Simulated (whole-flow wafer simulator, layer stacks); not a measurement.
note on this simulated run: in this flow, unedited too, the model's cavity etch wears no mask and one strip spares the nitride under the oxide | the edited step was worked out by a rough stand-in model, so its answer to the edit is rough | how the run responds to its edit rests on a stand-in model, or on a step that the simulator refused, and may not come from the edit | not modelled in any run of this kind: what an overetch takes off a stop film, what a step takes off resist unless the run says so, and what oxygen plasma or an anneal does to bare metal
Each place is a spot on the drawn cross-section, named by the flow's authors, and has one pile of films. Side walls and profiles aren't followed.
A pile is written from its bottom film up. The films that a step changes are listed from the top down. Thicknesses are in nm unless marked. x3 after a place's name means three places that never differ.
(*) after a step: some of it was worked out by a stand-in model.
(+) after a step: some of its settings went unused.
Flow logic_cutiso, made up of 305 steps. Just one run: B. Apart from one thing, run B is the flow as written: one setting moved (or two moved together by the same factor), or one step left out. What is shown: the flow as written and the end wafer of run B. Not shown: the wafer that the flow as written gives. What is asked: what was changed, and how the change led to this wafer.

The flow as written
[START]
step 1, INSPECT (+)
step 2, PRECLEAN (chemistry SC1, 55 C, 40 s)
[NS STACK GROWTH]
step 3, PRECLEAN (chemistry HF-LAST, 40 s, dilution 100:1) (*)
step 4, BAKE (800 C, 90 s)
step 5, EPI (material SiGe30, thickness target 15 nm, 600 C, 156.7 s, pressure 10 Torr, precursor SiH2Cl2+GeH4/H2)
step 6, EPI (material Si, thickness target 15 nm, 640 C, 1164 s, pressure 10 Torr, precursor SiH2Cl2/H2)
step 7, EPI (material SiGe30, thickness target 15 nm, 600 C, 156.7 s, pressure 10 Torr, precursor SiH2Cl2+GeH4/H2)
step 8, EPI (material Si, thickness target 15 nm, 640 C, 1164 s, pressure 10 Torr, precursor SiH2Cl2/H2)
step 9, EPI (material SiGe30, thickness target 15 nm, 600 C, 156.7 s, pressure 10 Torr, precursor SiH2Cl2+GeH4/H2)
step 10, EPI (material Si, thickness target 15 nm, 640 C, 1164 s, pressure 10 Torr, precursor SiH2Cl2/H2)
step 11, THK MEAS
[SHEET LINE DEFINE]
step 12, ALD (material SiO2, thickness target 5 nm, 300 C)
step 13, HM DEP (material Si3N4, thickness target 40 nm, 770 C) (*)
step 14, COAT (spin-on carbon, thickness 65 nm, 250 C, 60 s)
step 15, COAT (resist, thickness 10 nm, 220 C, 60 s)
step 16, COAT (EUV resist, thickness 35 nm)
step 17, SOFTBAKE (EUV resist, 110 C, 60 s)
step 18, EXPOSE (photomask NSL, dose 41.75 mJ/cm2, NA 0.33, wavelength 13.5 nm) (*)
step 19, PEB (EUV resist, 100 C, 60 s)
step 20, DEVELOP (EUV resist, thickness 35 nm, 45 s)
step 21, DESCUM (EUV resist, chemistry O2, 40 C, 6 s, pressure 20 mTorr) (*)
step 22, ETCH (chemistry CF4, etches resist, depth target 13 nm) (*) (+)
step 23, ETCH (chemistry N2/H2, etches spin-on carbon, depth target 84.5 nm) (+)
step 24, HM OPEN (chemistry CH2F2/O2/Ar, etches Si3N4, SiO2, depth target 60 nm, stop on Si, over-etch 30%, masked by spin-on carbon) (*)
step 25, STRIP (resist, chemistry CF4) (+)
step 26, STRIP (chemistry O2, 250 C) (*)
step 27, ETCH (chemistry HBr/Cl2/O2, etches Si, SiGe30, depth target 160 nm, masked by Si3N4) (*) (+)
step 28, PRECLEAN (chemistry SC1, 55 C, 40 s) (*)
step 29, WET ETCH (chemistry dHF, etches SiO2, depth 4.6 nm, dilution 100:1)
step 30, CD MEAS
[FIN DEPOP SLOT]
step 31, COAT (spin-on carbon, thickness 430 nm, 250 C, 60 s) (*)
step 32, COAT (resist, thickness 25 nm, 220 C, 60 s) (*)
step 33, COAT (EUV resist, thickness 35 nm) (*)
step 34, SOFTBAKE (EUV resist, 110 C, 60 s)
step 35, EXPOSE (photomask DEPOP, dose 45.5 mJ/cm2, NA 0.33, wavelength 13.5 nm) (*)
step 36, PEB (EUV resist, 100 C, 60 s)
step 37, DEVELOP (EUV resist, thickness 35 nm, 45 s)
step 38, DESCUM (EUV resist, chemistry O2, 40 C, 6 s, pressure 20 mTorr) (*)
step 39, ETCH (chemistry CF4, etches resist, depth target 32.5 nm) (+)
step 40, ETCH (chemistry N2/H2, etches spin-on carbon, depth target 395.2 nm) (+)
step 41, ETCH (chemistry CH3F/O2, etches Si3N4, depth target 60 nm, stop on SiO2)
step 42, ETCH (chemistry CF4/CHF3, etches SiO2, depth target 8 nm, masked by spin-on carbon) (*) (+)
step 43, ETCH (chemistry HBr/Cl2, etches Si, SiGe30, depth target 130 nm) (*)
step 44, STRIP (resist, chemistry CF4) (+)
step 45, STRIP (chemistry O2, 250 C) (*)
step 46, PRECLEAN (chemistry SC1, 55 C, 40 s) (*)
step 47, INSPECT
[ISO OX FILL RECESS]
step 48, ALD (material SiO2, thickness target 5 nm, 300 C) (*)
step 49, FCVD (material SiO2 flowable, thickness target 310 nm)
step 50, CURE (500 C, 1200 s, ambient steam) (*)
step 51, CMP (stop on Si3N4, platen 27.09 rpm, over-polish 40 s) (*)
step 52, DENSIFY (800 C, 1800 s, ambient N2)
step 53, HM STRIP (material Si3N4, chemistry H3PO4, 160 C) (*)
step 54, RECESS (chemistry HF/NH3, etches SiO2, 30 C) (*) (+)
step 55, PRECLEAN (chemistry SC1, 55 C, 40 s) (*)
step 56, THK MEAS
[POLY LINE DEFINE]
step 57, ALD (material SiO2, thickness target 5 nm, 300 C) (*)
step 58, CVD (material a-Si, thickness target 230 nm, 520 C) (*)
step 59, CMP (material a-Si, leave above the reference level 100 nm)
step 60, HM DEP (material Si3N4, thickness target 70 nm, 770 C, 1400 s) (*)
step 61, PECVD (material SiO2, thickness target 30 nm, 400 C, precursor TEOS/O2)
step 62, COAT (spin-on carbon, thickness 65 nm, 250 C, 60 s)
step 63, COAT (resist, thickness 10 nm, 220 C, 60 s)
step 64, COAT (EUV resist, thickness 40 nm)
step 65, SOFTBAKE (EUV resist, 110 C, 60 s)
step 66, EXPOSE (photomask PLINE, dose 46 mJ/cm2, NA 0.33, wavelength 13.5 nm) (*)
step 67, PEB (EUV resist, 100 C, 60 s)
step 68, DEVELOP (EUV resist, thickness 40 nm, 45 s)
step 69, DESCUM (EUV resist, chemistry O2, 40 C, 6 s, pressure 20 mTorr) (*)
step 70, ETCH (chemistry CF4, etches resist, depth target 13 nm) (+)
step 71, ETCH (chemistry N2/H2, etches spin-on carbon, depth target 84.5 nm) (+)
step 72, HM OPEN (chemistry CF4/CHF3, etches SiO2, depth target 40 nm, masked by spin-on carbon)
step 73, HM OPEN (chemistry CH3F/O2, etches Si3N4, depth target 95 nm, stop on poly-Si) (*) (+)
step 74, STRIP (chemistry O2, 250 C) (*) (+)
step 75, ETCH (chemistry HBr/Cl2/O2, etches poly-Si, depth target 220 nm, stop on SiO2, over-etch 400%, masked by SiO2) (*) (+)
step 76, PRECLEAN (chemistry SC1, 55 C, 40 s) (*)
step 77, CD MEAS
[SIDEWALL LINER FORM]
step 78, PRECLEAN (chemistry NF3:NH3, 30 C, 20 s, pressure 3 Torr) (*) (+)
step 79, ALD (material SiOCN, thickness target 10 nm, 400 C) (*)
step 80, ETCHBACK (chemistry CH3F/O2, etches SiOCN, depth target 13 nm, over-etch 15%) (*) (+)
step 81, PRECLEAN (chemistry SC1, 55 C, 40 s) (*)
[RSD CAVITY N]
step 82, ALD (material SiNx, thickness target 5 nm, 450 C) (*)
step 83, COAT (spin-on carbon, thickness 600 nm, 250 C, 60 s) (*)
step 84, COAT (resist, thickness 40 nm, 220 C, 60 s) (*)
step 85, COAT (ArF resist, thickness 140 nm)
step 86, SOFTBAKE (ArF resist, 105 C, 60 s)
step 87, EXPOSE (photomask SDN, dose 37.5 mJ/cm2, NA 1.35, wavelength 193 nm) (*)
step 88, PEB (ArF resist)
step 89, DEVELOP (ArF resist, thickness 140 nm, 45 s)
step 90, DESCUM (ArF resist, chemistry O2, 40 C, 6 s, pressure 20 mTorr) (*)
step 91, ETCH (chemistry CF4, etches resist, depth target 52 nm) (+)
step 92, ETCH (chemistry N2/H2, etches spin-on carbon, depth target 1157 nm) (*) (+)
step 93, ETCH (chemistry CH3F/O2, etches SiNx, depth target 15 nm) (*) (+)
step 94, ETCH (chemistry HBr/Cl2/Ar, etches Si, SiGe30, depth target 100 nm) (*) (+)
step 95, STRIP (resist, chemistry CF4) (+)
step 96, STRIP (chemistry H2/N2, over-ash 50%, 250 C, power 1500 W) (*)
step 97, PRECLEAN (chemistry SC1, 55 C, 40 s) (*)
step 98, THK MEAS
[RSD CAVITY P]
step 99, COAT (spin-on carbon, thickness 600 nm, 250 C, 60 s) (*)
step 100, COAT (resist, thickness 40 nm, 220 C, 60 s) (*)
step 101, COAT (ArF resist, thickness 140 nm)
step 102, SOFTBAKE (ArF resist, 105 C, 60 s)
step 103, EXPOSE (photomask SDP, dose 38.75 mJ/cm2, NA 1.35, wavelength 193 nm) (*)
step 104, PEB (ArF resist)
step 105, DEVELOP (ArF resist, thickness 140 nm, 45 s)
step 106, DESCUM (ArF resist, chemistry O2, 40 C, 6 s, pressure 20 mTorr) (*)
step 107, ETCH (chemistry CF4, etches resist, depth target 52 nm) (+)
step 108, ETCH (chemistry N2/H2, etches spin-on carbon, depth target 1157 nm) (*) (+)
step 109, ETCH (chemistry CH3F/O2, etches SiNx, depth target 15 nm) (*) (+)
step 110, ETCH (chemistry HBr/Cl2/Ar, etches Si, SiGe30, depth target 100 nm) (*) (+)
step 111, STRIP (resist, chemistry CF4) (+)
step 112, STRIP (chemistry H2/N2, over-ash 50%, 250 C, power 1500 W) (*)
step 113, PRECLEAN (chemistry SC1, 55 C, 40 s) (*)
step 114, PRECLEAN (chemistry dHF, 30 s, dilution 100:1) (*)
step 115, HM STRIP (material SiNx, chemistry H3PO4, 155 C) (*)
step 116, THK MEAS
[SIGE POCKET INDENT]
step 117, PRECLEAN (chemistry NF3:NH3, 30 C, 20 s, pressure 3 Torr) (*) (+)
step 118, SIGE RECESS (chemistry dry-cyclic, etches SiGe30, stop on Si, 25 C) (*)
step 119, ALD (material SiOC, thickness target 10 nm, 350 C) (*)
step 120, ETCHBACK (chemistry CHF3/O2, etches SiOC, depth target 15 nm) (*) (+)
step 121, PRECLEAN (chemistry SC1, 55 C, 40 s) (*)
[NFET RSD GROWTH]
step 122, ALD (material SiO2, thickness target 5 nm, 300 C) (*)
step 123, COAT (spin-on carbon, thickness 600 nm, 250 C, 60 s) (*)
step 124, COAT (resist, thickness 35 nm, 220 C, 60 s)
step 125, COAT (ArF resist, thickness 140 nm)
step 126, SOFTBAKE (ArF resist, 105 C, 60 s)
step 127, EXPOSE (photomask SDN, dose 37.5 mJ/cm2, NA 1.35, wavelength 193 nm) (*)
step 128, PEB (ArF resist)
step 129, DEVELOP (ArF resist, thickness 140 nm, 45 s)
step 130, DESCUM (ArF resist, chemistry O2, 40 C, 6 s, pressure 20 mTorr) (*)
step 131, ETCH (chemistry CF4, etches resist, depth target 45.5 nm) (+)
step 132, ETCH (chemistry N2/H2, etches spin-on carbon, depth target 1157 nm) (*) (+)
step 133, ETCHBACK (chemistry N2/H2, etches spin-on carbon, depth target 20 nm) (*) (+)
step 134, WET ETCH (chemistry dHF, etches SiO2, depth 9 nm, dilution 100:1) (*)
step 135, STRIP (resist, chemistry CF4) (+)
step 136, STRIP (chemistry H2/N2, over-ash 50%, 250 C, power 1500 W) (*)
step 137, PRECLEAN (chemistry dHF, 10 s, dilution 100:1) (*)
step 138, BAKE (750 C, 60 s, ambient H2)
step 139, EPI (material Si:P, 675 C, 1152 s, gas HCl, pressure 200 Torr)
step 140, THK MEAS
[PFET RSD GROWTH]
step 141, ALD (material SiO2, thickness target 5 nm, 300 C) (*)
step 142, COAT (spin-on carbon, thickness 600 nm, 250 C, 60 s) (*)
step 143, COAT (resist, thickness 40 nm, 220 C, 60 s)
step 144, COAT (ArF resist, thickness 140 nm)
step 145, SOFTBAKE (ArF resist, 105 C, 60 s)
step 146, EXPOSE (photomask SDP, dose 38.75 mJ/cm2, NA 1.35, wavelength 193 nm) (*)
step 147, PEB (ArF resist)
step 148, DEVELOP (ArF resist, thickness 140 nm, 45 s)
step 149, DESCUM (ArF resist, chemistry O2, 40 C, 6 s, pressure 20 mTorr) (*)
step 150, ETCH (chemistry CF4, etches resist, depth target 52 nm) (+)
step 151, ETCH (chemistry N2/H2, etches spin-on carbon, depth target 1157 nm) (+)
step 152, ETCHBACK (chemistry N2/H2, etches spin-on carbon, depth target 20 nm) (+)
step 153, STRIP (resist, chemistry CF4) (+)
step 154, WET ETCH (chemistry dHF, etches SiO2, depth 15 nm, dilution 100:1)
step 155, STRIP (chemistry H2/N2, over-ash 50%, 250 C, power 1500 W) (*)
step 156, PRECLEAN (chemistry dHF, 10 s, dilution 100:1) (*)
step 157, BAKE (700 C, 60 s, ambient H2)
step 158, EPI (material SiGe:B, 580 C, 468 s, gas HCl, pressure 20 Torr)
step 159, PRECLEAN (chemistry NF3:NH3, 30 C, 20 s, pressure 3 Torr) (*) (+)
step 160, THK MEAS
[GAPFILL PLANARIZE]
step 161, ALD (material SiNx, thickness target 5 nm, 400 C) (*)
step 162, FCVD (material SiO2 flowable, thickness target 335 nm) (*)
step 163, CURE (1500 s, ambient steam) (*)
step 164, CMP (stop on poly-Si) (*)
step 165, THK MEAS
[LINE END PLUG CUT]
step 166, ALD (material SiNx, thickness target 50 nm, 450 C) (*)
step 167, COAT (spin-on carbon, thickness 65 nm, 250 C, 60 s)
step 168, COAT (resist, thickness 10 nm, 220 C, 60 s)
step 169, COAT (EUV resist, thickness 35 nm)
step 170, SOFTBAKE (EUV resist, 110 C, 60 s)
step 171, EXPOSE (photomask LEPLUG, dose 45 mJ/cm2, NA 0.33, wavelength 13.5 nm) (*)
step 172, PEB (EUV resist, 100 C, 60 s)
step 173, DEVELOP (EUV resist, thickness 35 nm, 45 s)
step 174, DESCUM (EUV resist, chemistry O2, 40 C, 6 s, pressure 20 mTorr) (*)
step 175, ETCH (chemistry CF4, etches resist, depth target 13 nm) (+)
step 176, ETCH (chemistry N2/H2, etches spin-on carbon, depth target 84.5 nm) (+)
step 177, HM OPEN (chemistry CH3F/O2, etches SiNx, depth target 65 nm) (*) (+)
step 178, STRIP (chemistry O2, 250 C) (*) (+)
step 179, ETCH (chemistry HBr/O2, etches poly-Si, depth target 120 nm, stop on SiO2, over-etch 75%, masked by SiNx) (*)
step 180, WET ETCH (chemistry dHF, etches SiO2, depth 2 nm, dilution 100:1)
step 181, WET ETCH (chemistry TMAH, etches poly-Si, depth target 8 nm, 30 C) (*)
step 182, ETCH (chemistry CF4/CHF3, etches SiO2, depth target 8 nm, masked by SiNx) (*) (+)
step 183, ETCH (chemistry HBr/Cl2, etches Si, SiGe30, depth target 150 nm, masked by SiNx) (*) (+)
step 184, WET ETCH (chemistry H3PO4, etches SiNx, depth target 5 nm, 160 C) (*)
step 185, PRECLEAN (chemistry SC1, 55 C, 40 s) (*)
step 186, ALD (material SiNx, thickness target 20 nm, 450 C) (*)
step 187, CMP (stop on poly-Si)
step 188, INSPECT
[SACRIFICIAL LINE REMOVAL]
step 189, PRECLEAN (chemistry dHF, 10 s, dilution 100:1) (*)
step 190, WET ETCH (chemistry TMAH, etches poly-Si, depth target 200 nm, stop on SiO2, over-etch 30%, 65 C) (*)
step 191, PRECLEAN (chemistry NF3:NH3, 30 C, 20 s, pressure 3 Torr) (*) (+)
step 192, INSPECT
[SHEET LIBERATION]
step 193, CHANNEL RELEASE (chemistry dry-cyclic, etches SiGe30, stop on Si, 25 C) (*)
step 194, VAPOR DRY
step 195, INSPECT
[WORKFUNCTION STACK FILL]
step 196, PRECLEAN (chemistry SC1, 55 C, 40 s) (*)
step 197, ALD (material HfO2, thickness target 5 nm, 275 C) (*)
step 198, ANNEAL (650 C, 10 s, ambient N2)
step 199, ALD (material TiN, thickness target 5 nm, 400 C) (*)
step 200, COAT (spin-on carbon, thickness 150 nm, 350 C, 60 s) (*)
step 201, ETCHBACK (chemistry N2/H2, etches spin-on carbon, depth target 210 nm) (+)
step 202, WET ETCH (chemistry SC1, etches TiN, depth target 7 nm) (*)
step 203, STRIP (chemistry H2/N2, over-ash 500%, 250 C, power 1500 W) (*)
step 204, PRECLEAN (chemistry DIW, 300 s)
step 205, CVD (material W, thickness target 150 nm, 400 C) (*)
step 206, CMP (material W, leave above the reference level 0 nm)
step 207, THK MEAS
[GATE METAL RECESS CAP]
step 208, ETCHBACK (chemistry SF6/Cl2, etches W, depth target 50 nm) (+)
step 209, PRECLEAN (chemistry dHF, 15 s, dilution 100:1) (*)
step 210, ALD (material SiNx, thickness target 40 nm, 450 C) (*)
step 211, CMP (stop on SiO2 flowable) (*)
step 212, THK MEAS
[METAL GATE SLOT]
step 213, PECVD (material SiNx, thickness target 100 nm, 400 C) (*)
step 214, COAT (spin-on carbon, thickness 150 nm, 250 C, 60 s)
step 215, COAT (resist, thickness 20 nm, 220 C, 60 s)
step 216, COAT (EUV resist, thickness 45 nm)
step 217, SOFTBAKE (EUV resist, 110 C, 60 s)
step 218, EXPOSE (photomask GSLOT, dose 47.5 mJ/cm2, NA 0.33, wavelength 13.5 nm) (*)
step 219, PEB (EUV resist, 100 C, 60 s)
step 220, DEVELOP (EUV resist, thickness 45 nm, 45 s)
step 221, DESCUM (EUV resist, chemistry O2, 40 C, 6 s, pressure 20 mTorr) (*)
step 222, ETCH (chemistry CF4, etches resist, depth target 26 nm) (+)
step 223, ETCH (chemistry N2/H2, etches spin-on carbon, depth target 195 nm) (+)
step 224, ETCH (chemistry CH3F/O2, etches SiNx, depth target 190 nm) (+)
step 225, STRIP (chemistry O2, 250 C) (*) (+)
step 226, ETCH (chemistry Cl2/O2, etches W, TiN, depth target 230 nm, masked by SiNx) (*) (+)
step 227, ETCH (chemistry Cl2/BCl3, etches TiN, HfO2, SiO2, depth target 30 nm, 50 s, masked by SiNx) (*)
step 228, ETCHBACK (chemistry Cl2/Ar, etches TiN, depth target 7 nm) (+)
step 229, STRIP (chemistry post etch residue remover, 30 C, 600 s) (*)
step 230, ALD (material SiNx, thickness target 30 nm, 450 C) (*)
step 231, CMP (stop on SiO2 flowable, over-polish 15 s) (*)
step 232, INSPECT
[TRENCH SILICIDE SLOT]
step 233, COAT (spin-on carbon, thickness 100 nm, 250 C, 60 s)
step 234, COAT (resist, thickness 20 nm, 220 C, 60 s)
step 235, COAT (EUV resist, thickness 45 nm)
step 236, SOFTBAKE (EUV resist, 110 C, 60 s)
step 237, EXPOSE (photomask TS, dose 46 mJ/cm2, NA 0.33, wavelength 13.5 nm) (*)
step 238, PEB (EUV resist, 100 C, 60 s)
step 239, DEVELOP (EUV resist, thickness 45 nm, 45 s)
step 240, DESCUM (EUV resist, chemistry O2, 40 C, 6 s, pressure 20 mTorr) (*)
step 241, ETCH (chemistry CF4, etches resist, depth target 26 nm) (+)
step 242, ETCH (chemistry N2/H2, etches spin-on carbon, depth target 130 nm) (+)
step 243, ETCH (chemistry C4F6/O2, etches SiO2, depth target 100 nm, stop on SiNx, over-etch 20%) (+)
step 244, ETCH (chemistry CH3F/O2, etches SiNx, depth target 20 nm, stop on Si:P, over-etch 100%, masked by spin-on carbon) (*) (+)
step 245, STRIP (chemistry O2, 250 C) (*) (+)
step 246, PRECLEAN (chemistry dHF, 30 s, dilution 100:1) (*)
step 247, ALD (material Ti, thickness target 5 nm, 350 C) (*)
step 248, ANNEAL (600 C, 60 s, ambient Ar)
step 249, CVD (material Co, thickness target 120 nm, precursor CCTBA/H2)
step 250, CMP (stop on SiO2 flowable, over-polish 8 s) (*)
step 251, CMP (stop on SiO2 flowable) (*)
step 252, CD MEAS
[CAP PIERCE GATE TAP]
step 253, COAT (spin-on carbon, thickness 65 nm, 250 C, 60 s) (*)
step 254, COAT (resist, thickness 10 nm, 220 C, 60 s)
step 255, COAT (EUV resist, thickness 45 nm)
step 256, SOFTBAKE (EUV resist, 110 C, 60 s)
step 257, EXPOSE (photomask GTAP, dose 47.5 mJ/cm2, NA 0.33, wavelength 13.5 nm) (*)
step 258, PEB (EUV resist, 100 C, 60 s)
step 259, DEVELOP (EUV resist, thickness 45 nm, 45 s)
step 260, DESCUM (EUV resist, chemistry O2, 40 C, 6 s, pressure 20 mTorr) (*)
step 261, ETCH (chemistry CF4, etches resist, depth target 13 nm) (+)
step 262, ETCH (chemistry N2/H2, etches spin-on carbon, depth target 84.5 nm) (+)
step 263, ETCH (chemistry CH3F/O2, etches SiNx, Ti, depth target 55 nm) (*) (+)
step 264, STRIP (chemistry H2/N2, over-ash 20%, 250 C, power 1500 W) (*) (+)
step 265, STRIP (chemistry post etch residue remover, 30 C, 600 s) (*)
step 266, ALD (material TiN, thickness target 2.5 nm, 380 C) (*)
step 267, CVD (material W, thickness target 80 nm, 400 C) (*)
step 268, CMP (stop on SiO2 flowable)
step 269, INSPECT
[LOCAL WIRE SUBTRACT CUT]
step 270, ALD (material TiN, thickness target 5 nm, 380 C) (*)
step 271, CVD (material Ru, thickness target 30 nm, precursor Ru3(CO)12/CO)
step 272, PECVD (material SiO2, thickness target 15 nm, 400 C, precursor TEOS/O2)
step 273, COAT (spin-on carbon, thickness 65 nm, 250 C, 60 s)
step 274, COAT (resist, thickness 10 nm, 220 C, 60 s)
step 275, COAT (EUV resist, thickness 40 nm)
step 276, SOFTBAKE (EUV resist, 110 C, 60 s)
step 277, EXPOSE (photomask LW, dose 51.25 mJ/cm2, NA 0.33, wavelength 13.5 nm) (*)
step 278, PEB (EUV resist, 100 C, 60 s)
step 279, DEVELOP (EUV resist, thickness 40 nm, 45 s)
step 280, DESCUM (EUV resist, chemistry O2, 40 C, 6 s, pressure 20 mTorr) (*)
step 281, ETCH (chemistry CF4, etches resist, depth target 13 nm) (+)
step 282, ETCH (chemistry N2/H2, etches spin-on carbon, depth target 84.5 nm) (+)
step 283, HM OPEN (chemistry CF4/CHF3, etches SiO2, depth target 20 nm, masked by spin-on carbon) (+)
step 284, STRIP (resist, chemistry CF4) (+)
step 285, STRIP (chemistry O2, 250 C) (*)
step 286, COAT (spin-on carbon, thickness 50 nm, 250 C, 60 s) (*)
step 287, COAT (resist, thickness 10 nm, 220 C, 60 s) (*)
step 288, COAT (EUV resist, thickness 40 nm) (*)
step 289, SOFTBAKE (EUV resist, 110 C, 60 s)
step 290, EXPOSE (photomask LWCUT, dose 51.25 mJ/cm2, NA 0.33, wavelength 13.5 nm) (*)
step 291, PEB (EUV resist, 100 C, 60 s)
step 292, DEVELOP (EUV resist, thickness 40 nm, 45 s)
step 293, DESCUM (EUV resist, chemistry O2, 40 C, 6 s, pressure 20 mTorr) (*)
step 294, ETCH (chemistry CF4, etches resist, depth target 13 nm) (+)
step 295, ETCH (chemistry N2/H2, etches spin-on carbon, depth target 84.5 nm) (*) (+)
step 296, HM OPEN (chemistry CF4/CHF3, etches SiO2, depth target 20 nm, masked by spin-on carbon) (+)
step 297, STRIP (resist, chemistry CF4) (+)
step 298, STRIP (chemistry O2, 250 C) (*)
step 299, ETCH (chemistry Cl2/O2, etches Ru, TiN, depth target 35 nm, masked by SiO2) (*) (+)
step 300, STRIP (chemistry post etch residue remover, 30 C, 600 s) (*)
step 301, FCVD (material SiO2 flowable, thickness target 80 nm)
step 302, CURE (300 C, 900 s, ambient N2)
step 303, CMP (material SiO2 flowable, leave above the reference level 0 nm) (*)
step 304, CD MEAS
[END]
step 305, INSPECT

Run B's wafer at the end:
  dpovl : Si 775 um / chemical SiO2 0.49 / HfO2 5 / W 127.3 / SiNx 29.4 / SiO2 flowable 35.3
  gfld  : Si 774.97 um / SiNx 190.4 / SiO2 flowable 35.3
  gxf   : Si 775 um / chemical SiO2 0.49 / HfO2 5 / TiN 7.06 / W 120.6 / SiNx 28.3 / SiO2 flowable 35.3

The reason: step 27, ETCH: depth target 88 nm was run, though the flow has depth target 160 nm.

Step by step, how the change led to this:
  step 27, ETCH (chemistry HBr/Cl2/O2, etches Si, SiGe30, depth target 160 nm, masked by Si3N4) (*) (+)
      depop, gl, glp and 12 more: Si3N4 loses 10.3 (as written it would have been: Si3N4 loses 16.8)
      gfld, gxf, iso, lnri: chemical SiO2 loses 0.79 (all of it), Si loses 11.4 (all of it), SiGe30 loses 15 (all of it), Si loses 15 (all of it), SiGe30 loses 15 (all of it), Si loses 15 (all of it), SiGe30 loses 15 (all of it), Si loses 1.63 (as written it would have been: chemical SiO2 loses 0.79 (all of it), Si loses 11.4 (all of it), SiGe30 loses 15 (all of it), Si loses 15 (all of it), SiGe30 loses 15 (all of it), Si loses 15 (all of it), SiGe30 loses 15 (all of it), Si loses 73.6)
      (also at 3 further places)
  step 31, COAT (spin-on carbon, thickness 430 nm, 250 C, 60 s) (*)
      dpovl, nsgap: spin-on carbon gains 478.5 (new film) (as written it would have been: spin-on carbon gains 503.7 (new film))
      gfld, lnri: spin-on carbon gains 522.4 (new film) (as written it would have been: spin-on carbon gains 570.2 (new film))
      (also at 18 further places)
  step 40, ETCH (chemistry N2/H2, etches spin-on carbon, depth target 395.2 nm) (+)
      depop: spin-on carbon loses 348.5 (all of it), Si3N4 loses 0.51 (as written it would have been: spin-on carbon loses 308.2 (all of it), Si3N4 loses 0.95)
  step 41, ETCH (chemistry CH3F/O2, etches Si3N4, depth target 60 nm, stop on SiO2)
      gfld, gl, glp and 17 more: resist loses 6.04 (as written it would have been: resist loses 4.65)
      depop: Si3N4 loses 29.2 (all of it), SiO2 loses 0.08 (as written it would have been: Si3N4 loses 22.2 (all of it), SiO2 loses 0.08)
      (also at 1 further place)
  step 42, ETCH (chemistry CF4/CHF3, etches SiO2, depth target 8 nm, masked by spin-on carbon) (*) (+)
      gfld: resist loses 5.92 (all of it), spin-on carbon loses 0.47 (as written it would have been: resist loses 7.38)
      gxf: resist loses 5.7 (all of it), spin-on carbon loses 0.54 (as written it would have been: resist loses 7.42 (all of it))
      (also at 18 further places)
  step 45, STRIP (chemistry O2, 250 C) (*)
      glp, tap: spin-on carbon loses 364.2 (all of it) (as written it would have been: spin-on carbon loses 347.6 (all of it))
      gxn, gxp: spin-on carbon loses 363.5 (all of it) (as written it would have been: spin-on carbon loses 346.5 (all of it))
      (also at 17 further places)
  step 49, FCVD (material SiO2 flowable, thickness target 310 nm)
      gl, glp, gxn and 10 more: SiO2 flowable gains 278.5 (new film) (as written it would have been: SiO2 flowable gains 262.2 (new film))
      gfld, gxf, iso, lnri: SiO2 flowable gains 404.7 (new film) (as written it would have been: SiO2 flowable gains 453.9 (new film))
      (also at 5 further places)
  step 50, CURE (500 C, 1200 s, ambient steam) (*)
      depop: SiO2 flowable loses 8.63 (as written it would have been: SiO2 flowable loses 7.92)
      dpovl: SiO2 flowable loses 8.62 (as written it would have been: SiO2 flowable loses 7.92)
      (also at 4 further places)
  step 51, CMP (stop on Si3N4, platen 27.09 rpm, over-polish 40 s) (*)
      dpovl, isow: SiO2 flowable loses 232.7 (as written it would have been: SiO2 flowable loses 200.4)
      glp, lnrp: SiO2 flowable loses 269.8 (all of it), SiO2 loses 5 (all of it), Si3N4 loses 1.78 (as written it would have been: SiO2 flowable loses 253.9 (all of it), SiO2 loses 5 (all of it), Si3N4 loses 1.78)
      (also at 18 further places)
  step 52, DENSIFY (800 C, 1800 s, ambient N2)
      gfld, gxf, iso, lnri: SiO2 flowable loses 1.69 (as written it would have been: SiO2 flowable loses 3.15)
      dpovl: SiO2 flowable loses 1.77 (as written it would have been: SiO2 flowable loses 2.82)
      (also at 1 further place)
  step 53, HM STRIP (material Si3N4, chemistry H3PO4, 160 C) (*)
      gl, glp, gxn and 11 more: Si3N4 loses 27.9 (all of it), SiO2 loses 0.47 (as written it would have been: Si3N4 loses 21.4 (all of it), SiO2 loses 0.36)
      depop, dpovl, gfld, gxf, iso, isow, lnri, nsgap: SiO2 flowable loses 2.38 (as written it would have been: SiO2 flowable loses 1.82)
  step 54, RECESS (chemistry HF/NH3, etches SiO2, 30 C) (*) (+)
      gfld, gxf, iso, lnri: SiO2 flowable loses 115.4 (all of it), SiO2 loses 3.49 (as written it would have been: SiO2 flowable loses 111.4)
      dpovl: SiO2 flowable loses 114.7 (all of it), SiO2 loses 3.89 (as written it would have been: SiO2 flowable loses 111.5)
      (also at 3 further places)
  step 57, ALD (material SiO2, thickness target 5 nm, 300 C) (*)
      dpovl, gfld, gxf, iso, isow, lnri, nsgap: SiO2 gains 5 (as written it would have been: SiO2 gains 5 (new film))
  step 78, PRECLEAN (chemistry NF3:NH3, 30 C, 20 s, pressure 3 Torr) (*) (+)
      iso, lnri: SiO2 loses 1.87 (all of it), chemical SiO2 loses 0.8 (all of it) (as written it would have been: SiO2 loses 0.41 (all of it), SiO2 flowable loses 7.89)
  step 80, ETCHBACK (chemistry CH3F/O2, etches SiOCN, depth target 13 nm, over-etch 15%) (*) (+)
      iso: SiOCN loses 10 (all of it) (as written it would have been: SiOCN loses 10 (all of it), SiO2 flowable loses 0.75)
      lnri: SiOCN gains 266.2 (as written it would have been: SiOCN gains 271.9)
  step 117, PRECLEAN (chemistry NF3:NH3, 30 C, 20 s, pressure 3 Torr) (*) (+)
      iso: chemical SiO2 loses 0.5 (all of it) (as written it would have been: SiO2 flowable loses 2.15)
  ... 7 other steps ...
  step 227, ETCH (chemistry Cl2/BCl3, etches TiN, HfO2, SiO2, depth target 30 nm, 50 s, masked by SiNx) (*)
      gfld: HfO2 loses 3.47 (all of it), chemical SiO2 loses 0.49 (all of it), Si loses 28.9 (as written it would have been: HfO2 loses 3.46 (all of it), SiO2 flowable loses 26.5)
